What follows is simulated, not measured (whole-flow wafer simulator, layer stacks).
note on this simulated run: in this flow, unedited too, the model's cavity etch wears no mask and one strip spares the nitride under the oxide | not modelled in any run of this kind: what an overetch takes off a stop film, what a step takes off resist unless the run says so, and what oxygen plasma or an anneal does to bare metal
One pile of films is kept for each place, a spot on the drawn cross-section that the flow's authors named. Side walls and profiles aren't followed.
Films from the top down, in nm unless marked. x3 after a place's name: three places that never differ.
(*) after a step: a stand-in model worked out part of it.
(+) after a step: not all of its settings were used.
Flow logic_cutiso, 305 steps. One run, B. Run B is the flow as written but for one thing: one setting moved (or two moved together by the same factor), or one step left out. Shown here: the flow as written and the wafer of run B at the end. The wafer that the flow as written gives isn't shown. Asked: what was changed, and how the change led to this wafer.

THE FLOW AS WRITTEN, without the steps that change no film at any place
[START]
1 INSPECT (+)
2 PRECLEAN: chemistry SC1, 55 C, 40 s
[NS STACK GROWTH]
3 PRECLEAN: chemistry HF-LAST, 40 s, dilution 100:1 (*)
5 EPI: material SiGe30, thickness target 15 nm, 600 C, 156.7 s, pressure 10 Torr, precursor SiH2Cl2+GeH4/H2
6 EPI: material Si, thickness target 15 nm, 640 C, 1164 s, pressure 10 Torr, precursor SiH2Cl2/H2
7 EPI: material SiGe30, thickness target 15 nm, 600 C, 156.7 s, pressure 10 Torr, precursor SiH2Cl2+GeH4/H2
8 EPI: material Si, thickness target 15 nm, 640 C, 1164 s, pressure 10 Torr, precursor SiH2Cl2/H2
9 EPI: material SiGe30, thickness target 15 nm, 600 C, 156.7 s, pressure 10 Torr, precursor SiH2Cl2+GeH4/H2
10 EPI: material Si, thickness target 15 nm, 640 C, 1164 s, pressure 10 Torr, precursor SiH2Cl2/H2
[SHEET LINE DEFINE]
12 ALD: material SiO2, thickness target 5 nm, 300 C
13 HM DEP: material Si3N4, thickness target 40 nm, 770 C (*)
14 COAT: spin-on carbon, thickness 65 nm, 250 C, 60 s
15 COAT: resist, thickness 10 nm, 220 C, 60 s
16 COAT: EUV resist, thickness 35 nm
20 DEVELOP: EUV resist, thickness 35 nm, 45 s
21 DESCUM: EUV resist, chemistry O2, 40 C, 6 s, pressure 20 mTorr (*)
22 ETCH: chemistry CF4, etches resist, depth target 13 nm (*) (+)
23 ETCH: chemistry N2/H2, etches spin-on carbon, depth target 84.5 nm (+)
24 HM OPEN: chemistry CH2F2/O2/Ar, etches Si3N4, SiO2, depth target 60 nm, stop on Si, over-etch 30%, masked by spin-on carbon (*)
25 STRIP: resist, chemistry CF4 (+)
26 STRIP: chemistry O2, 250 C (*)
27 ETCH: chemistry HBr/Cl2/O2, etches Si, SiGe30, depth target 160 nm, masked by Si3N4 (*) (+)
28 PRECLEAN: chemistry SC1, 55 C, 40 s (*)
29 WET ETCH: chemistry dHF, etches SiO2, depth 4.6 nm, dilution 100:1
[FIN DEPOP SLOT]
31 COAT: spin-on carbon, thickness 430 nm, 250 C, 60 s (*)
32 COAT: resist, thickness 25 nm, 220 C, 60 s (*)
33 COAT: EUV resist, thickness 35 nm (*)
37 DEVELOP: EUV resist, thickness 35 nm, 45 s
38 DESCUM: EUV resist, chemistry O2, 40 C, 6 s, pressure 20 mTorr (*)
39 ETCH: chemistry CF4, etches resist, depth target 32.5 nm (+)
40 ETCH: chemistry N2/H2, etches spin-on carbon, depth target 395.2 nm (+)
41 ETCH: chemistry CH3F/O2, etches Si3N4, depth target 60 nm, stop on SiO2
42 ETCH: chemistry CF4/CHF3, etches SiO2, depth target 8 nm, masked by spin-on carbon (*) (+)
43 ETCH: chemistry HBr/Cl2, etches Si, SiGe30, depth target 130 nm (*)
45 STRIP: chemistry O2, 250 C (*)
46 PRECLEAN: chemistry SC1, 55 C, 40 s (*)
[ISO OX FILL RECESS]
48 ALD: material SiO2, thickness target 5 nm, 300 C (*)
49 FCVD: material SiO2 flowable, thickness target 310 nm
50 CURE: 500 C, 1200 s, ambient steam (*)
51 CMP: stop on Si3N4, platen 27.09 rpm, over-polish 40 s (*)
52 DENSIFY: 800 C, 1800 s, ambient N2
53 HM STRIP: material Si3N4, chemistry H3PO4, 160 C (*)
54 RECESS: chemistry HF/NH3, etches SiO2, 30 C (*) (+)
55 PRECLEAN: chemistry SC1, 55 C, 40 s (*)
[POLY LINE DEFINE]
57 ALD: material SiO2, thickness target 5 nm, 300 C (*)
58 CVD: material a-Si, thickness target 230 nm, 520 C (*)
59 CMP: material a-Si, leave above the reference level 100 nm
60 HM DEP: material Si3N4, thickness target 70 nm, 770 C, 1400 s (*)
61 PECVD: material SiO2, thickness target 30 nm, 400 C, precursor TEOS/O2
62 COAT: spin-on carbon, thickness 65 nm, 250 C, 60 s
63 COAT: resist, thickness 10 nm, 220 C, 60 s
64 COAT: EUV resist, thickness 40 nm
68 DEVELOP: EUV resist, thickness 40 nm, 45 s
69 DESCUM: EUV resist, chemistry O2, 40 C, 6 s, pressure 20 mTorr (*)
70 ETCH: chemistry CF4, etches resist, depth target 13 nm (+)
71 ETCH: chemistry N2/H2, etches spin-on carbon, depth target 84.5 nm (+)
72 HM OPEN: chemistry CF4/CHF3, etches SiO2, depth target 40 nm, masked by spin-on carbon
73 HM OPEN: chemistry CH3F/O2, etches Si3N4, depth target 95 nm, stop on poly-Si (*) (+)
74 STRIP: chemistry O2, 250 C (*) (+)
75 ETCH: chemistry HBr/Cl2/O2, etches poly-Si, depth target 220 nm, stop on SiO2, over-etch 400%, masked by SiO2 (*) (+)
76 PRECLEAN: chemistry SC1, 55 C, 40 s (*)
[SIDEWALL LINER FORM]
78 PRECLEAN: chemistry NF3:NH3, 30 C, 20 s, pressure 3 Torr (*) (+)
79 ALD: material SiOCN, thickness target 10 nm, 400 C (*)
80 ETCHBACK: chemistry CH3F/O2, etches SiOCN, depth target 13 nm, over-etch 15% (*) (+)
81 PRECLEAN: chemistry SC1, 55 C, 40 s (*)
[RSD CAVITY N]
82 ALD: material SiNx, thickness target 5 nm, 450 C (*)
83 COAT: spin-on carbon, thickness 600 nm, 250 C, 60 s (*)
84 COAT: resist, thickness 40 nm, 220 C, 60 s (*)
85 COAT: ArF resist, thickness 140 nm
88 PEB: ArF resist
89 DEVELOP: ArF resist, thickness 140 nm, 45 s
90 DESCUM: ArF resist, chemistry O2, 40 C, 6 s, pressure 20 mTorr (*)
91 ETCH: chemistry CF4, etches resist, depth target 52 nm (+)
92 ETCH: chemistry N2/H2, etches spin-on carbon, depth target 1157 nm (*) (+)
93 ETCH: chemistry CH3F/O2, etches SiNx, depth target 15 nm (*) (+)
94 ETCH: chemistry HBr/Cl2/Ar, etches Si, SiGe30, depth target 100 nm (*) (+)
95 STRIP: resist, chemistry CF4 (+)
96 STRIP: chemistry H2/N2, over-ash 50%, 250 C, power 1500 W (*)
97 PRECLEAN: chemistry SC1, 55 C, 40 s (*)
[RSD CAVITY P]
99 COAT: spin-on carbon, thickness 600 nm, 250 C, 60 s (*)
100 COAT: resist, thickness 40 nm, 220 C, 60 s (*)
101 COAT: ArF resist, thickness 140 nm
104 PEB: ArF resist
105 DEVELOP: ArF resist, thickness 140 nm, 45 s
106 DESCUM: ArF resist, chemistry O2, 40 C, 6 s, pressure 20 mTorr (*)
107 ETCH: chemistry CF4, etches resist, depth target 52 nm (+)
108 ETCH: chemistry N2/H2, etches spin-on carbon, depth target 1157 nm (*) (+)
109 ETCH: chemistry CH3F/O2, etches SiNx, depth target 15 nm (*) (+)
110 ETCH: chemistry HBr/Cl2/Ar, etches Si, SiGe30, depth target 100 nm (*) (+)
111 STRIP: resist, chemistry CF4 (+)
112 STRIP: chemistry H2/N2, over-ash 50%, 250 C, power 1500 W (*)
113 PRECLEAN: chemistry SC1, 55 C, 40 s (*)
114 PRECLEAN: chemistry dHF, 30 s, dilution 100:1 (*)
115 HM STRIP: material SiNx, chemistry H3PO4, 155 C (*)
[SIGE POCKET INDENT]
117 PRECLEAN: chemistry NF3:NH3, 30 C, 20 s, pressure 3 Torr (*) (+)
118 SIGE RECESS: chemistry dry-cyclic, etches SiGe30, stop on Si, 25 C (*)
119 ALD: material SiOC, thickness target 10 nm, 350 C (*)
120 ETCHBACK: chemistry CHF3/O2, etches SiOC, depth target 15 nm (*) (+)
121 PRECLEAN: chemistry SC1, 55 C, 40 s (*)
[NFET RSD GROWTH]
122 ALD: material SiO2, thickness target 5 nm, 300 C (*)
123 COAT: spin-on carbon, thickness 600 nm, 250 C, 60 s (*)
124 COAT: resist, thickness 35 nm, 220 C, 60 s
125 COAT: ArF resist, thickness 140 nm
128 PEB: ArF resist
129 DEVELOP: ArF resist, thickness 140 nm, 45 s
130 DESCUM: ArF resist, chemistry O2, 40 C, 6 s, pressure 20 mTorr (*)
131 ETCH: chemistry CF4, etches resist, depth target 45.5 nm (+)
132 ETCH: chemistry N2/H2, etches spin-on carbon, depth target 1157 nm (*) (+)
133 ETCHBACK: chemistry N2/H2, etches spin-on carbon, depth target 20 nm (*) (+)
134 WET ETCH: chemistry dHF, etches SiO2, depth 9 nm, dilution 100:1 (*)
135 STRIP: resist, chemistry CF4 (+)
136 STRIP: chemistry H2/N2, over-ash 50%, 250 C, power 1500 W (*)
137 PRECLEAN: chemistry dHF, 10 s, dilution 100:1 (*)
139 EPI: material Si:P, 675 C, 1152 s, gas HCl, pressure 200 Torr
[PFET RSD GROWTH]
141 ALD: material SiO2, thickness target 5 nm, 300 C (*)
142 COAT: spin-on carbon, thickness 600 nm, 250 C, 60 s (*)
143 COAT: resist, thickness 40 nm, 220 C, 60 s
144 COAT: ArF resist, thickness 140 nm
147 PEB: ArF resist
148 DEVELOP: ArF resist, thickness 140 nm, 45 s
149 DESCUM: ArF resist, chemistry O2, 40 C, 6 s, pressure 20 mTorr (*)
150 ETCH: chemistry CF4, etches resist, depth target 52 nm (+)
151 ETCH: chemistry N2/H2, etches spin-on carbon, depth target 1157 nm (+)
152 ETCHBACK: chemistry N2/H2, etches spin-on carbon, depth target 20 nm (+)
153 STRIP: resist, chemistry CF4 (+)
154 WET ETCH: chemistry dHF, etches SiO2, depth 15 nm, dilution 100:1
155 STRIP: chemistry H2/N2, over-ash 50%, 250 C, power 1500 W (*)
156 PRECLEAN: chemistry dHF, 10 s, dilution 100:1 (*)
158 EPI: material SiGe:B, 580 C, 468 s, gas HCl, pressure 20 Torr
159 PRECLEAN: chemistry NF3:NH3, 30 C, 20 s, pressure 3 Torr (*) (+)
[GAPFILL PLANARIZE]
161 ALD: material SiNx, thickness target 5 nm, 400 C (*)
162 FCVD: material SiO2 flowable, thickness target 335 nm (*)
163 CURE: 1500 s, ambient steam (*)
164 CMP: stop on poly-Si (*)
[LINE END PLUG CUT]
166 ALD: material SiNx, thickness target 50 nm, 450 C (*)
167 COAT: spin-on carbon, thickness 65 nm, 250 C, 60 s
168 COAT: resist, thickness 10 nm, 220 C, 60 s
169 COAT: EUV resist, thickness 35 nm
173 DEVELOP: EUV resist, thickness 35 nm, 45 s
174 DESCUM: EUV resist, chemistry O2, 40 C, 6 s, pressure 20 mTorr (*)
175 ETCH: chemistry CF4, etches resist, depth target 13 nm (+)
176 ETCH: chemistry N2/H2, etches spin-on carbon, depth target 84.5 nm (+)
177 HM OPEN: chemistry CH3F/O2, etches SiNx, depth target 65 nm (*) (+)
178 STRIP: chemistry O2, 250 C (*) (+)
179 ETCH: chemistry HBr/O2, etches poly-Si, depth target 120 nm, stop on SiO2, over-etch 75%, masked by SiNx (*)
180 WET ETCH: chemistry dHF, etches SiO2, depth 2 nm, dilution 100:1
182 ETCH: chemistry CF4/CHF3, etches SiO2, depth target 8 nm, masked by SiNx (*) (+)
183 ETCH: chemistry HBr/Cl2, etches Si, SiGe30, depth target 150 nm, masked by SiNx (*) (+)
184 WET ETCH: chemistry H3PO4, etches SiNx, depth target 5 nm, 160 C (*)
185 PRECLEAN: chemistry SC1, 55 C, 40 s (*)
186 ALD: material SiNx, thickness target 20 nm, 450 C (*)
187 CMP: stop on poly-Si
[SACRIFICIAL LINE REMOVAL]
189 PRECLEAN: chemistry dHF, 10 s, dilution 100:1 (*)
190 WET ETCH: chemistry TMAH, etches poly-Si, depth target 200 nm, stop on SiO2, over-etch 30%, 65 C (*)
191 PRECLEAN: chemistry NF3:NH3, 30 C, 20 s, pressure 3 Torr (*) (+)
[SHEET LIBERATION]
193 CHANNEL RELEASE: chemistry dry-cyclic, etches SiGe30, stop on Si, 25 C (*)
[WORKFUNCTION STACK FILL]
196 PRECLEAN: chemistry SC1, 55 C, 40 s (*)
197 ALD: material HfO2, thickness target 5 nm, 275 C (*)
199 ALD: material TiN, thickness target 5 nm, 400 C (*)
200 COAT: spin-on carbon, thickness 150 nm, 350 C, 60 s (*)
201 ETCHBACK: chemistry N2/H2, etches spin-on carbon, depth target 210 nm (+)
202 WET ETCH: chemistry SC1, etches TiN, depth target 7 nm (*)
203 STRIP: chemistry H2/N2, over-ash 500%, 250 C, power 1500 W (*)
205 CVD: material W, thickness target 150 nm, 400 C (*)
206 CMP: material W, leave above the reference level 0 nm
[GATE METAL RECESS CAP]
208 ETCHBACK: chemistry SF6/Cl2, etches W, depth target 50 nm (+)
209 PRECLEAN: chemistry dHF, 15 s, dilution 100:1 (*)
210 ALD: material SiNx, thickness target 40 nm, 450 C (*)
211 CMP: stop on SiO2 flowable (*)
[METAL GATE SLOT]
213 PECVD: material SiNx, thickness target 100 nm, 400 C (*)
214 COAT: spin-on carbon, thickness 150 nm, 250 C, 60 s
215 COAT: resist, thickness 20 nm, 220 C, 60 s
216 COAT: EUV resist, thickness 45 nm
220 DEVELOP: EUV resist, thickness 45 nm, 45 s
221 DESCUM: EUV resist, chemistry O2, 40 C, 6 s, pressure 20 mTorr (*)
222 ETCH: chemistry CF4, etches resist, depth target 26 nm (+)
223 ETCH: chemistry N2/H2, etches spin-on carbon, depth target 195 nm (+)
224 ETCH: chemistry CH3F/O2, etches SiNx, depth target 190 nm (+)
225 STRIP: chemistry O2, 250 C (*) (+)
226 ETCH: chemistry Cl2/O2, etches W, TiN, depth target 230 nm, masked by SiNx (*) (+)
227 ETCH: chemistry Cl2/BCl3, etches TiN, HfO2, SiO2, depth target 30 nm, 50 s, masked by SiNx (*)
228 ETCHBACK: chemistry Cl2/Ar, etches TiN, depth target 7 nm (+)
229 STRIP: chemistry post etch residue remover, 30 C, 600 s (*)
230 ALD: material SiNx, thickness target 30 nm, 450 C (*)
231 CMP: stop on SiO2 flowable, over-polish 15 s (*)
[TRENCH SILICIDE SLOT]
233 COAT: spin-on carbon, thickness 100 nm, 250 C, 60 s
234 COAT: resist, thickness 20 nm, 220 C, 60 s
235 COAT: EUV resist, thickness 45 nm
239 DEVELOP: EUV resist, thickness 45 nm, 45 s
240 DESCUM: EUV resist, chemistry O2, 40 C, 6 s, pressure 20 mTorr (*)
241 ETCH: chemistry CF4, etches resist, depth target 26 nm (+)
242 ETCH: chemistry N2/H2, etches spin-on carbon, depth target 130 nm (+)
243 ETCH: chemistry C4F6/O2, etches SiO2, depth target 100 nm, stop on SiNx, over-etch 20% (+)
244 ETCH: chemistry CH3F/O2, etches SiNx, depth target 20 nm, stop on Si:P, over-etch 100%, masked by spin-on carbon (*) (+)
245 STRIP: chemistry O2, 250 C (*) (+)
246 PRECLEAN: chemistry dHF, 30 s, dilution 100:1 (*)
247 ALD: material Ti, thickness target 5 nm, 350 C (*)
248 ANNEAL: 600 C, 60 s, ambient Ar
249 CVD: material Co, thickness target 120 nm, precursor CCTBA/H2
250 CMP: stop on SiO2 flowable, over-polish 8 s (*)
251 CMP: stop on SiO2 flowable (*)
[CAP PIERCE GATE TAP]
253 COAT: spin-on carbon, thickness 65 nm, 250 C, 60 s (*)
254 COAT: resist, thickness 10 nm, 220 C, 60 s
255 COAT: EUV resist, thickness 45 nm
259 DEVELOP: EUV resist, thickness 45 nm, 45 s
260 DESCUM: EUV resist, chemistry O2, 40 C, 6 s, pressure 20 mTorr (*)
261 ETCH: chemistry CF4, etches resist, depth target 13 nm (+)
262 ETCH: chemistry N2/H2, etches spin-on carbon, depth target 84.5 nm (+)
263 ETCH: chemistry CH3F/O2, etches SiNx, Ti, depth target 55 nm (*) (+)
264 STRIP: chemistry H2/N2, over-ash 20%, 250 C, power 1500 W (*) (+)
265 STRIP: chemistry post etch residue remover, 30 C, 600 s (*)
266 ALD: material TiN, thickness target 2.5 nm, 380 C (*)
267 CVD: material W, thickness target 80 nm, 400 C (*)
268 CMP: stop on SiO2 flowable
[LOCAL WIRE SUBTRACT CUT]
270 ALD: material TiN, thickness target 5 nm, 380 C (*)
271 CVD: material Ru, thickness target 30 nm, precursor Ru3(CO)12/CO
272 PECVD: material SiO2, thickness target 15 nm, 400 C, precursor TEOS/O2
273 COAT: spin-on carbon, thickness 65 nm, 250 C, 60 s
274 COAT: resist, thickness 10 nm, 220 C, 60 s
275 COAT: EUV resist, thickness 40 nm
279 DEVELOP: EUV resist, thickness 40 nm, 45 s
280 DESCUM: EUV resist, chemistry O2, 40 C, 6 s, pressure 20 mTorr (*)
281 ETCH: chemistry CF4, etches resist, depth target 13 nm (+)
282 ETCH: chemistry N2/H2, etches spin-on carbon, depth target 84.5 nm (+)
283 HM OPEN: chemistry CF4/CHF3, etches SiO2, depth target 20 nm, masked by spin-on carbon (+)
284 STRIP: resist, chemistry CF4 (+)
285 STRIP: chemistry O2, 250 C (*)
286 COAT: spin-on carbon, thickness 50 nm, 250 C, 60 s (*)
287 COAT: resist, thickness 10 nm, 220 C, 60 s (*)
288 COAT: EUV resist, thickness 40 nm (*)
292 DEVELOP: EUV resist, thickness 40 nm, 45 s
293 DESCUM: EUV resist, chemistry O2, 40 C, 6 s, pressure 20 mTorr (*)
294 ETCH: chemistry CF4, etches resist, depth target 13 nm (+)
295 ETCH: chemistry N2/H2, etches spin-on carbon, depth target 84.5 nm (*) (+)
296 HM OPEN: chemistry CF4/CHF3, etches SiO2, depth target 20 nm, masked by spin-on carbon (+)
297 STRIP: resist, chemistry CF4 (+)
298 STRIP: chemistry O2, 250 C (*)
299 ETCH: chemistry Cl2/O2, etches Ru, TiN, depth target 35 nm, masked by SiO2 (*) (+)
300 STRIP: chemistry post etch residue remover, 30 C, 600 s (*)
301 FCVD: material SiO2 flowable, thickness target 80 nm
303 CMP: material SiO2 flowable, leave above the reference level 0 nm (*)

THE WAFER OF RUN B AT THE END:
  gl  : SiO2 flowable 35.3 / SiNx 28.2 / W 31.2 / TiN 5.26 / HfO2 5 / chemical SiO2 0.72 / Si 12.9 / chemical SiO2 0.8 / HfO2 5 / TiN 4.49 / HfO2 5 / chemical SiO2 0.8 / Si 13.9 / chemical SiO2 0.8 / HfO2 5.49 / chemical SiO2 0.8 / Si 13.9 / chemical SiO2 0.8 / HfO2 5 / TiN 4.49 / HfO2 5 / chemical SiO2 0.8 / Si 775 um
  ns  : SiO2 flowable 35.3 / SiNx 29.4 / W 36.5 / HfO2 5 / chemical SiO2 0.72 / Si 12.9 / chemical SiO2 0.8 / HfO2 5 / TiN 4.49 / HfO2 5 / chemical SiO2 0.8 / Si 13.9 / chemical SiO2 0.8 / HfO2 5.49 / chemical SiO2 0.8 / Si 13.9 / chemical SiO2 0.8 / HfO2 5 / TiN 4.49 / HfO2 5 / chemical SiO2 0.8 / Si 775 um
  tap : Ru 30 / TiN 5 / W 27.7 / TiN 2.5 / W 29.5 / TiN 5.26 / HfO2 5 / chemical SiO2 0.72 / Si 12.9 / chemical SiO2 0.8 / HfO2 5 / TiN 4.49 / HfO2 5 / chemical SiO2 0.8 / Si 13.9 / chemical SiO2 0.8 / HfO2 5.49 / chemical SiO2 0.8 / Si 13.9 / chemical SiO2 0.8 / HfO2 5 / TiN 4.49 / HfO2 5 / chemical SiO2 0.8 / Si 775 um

The cause: step 7, EPI: 62.7 s was run, where the flow has 156.7 s.

How the change led to this, step by step:
  7 EPI: material SiGe30, thickness target 15 nm, 600 C, 156.7 s, pressure 10 Torr, precursor SiH2Cl2+GeH4/H2
      depop, dpovl, gfld and 19 more: SiGe30 +6 (new film) (as written it would be: SiGe30 +15 (new film))
  27 ETCH: chemistry HBr/Cl2/O2, etches Si, SiGe30, depth target 160 nm, masked by Si3N4 (*) (+)
      gfld, gxf, iso, lnri: chemical SiO2 -0.79 (all of it), Si -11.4 (all of it), SiGe30 -15 (all of it), Si -15 (all of it), SiGe30 -6 (all of it), Si -15 (all of it), SiGe30 -15 (all of it), Si -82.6 (as written it would be: chemical SiO2 -0.79 (all of it), Si -11.4 (all of it), SiGe30 -15 (all of it), Si -15 (all of it), SiGe30 -15 (all of it), Si -15 (all of it), SiGe30 -15 (all of it), Si -73.6)
      dpovl, nsgap: chemical SiO2 -0.79 (all of it), Si -11.8 (all of it), SiGe30 -15 (all of it), Si -15 (all of it), SiGe30 -6 (all of it), Si -15 (all of it), SiGe30 -15 (all of it), Si -82.2 (as written it would be: chemical SiO2 -0.79 (all of it), Si -11.8 (all of it), SiGe30 -15 (all of it), Si -15 (all of it), SiGe30 -15 (all of it), Si -15 (all of it), SiGe30 -15 (all of it), Si -73.2)
      (and at 1 more place)
  43 ETCH: chemistry HBr/Cl2, etches Si, SiGe30, depth target 130 nm (*)
      depop: Si -14 (all of it), SiGe30 -15 (all of it), Si -15 (all of it), SiGe30 -6 (all of it), Si -15 (all of it), SiGe30 -15 (all of it), Si -50 (as written it would be: Si -14 (all of it), SiGe30 -15 (all of it), Si -15 (all of it), SiGe30 -15 (all of it), Si -15 (all of it), SiGe30 -15 (all of it), Si -41)
  94 ETCH: chemistry HBr/Cl2/Ar, etches Si, SiGe30, depth target 100 nm (*) (+)
      rsdn, rsdx: chemical SiO2 -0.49 (all of it), Si -12.8 (all of it), SiGe30 -15 (all of it), Si -15 (all of it), SiGe30 -6 (all of it), Si -15 (all of it), SiGe30 -15 (all of it), Si -21.2 (as written it would be: chemical SiO2 -0.49 (all of it), Si -12.8 (all of it), SiGe30 -15 (all of it), Si -15 (all of it), SiGe30 -15 (all of it), Si -15 (all of it), SiGe30 -15 (all of it), Si -12.2)
  110 ETCH: chemistry HBr/Cl2/Ar, etches Si, SiGe30, depth target 100 nm (*) (+)
      rsdp, rsdw: chemical SiO2 -0.49 (all of it), Si -12.8 (all of it), SiGe30 -15 (all of it), Si -15 (all of it), SiGe30 -6 (all of it), Si -15 (all of it), SiGe30 -15 (all of it), Si -21.2 (as written it would be: chemical SiO2 -0.49 (all of it), Si -12.8 (all of it), SiGe30 -15 (all of it), Si -15 (all of it), SiGe30 -15 (all of it), Si -15 (all of it), SiGe30 -15 (all of it), Si -12.2)
  118 SIGE RECESS: chemistry dry-cyclic, etches SiGe30, stop on Si, 25 C (*)
      lnr, lnrp, lnrt: SiOCN -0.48, Si -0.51, cavity +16 (new film), SiGe30 -15 (all of it), Si -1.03, cavity +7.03 (new film), SiGe30 -6 (all of it), Si -1.03, cavity +16 (new film), SiGe30 -15 (all of it), Si -0.51 (as written it would be: SiOCN -0.48, Si -0.51, cavity +16 (new film), SiGe30 -15 (all of it), Si -1.03, cavity +16 (new film), SiGe30 -15 (all of it), Si -1.03, cavity +16 (new film), SiGe30 -15 (all of it), Si -0.51)
  119 ALD: material SiOC, thickness target 10 nm, 350 C (*)
      lnr, lnrp, lnrt: SiOC +10 (new film), SiOC +16 (new film), cavity -16 (all of it), SiOC +7.03 (new film), cavity -7.03 (all of it), SiOC +16 (new film), cavity -16 (all of it) (as written it would be: SiOC +10 (new film), SiOC +16 (new film), cavity -16 (all of it), SiOC +16 (new film), cavity -16 (all of it), SiOC +16 (new film), cavity -16 (all of it))
  183 ETCH: chemistry HBr/Cl2, etches Si, SiGe30, depth target 150 nm, masked by SiNx (*) (+)
      plug: Si -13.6 (all of it), SiGe30 -15 (all of it), Si -15 (all of it), SiGe30 -6 (all of it), Si -15 (all of it), SiGe30 -15 (all of it), Si -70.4 (as written it would be: Si -13.6 (all of it), SiGe30 -15 (all of it), Si -15 (all of it), SiGe30 -15 (all of it), Si -15 (all of it), SiGe30 -15 (all of it), Si -61.4)
  193 CHANNEL RELEASE: chemistry dry-cyclic, etches SiGe30, stop on Si, 25 C (*)
      gl, glp, gxn, gxp, ns, tap: chemical SiO2 +0.8 (new film), Si -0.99, chemical SiO2 +0.8 (new film), cavity +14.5 (new film), chemical SiO2 +0.8 (new film), SiGe30 -15 (all of it), Si -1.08, chemical SiO2 +0.8 (new film), cavity +5.49 (new film), chemical SiO2 +0.8 (new film), SiGe30 -6 (all of it), Si -1.08, chemical SiO2 +0.8 (new film), cavity +14.5 (new film), chemical SiO2 +0.8 (new film), SiGe30 -15 (all of it), Si -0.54 (as written it would be: chemical SiO2 +0.8 (new film), Si -0.99, chemical SiO2 +0.8 (new film), cavity +14.5 (new film), chemical SiO2 +0.8 (new film), SiGe30 -15 (all of it), Si -1.08, chemical SiO2 +0.8 (new film), cavity +14.5 (new film), chemical SiO2 +0.8 (new film), SiGe30 -15 (all of it), Si -1.08, chemical SiO2 +0.8 (new film), cavity +14.5 (new film), chemical SiO2 +0.8 (new film), SiGe30 -15 (all of it), Si -0.54)
  197 ALD: material HfO2, thickness target 5 nm, 275 C (*)
      gl, glp, gxn, gxp, ns, tap: HfO2 +5 (new film), HfO2 +5 (new film), cavity -10, HfO2 +5 (new film), HfO2 +5.49 (new film), cavity -5.49 (all of it), HfO2 +5 (new film), cavity -10, HfO2 +5 (new film) (as written it would be: HfO2 +5 (new film), HfO2 +5 (new film), cavity -10, HfO2 +5 (new film), HfO2 +5 (new film), cavity -10, HfO2 +5 (new film), HfO2 +5 (new film), cavity -10, HfO2 +5 (new film))
  199 ALD: material TiN, thickness target 5 nm, 400 C (*)
      gl, glp, tap: TiN +5.26 (new film), TiN +4.49 (new film), cavity -4.49 (all of it), TiN +4.49 (new film), cavity -4.49 (all of it) (as written it would be: TiN +5.26 (new film), TiN +4.49 (new film), cavity -4.49 (all of it), TiN +4.49 (new film), cavity -4.49 (all of it), TiN +4.49 (new film), cavity -4.49 (all of it))
      gxn, gxp, ns: TiN +5 (new film), TiN +4.49 (new film), cavity -4.49 (all of it), TiN +4.49 (new film), cavity -4.49 (all of it) (as written it would be: TiN +5 (new film), TiN +4.49 (new film), cavity -4.49 (all of it), TiN +4.49 (new film), cavity -4.49 (all of it), TiN +4.49 (new film), cavity -4.49 (all of it))
Counting metal films that touch as one body, gl has 3 bodies (between them, from the top down: HfO2 5 / chemical SiO2 0.72 / Si 12.9 / chemical SiO2 0.8 / HfO2 5; HfO2 5 / chemical SiO2 0.8 / Si 13.9 / chemical SiO2 0.8 / HfO2 5.49 / chemical SiO2 0.8 / Si 13.9 / chemical SiO2 0.8 / HfO2 5); the flow as written gives 4 bodies (between them, from the top down: HfO2 5 / chemical SiO2 0.72 / Si 12.9 / chemical SiO2 0.8 / HfO2 5; HfO2 5 / chemical SiO2 0.8 / Si 13.9 / chemical SiO2 0.8 / HfO2 5; HfO2 5 / chemical SiO2 0.8 / Si 13.9 / chemical SiO2 0.8 / HfO2 5).
Counting metal films that touch as one body, ns has 3 bodies (between them, from the top down: HfO2 5 / chemical SiO2 0.72 / Si 12.9 / chemical SiO2 0.8 / HfO2 5; HfO2 5 / chemical SiO2 0.8 / Si 13.9 / chemical SiO2 0.8 / HfO2 5.49 / chemical SiO2 0.8 / Si 13.9 / chemical SiO2 0.8 / HfO2 5); the flow as written gives 4 bodies (between them, from the top down: HfO2 5 / chemical SiO2 0.72 / Si 12.9 / chemical SiO2 0.8 / HfO2 5; HfO2 5 / chemical SiO2 0.8 / Si 13.9 / chemical SiO2 0.8 / HfO2 5; HfO2 5 / chemical SiO2 0.8 / Si 13.9 / chemical SiO2 0.8 / HfO2 5).
Counting metal films that touch as one body, tap has 3 bodies (between them, from the top down: HfO2 5 / chemical SiO2 0.72 / Si 12.9 / chemical SiO2 0.8 / HfO2 5; HfO2 5 / chemical SiO2 0.8 / Si 13.9 / chemical SiO2 0.8 / HfO2 5.49 / chemical SiO2 0.8 / Si 13.9 / chemical SiO2 0.8 / HfO2 5); the flow as written gives 4 bodies (between them, from the top down: HfO2 5 / chemical SiO2 0.72 / Si 12.9 / chemical SiO2 0.8 / HfO2 5; HfO2 5 / chemical SiO2 0.8 / Si 13.9 / chemical SiO2 0.8 / HfO2 5; HfO2 5 / chemical SiO2 0.8 / Si 13.9 / chemical SiO2 0.8 / HfO2 5).
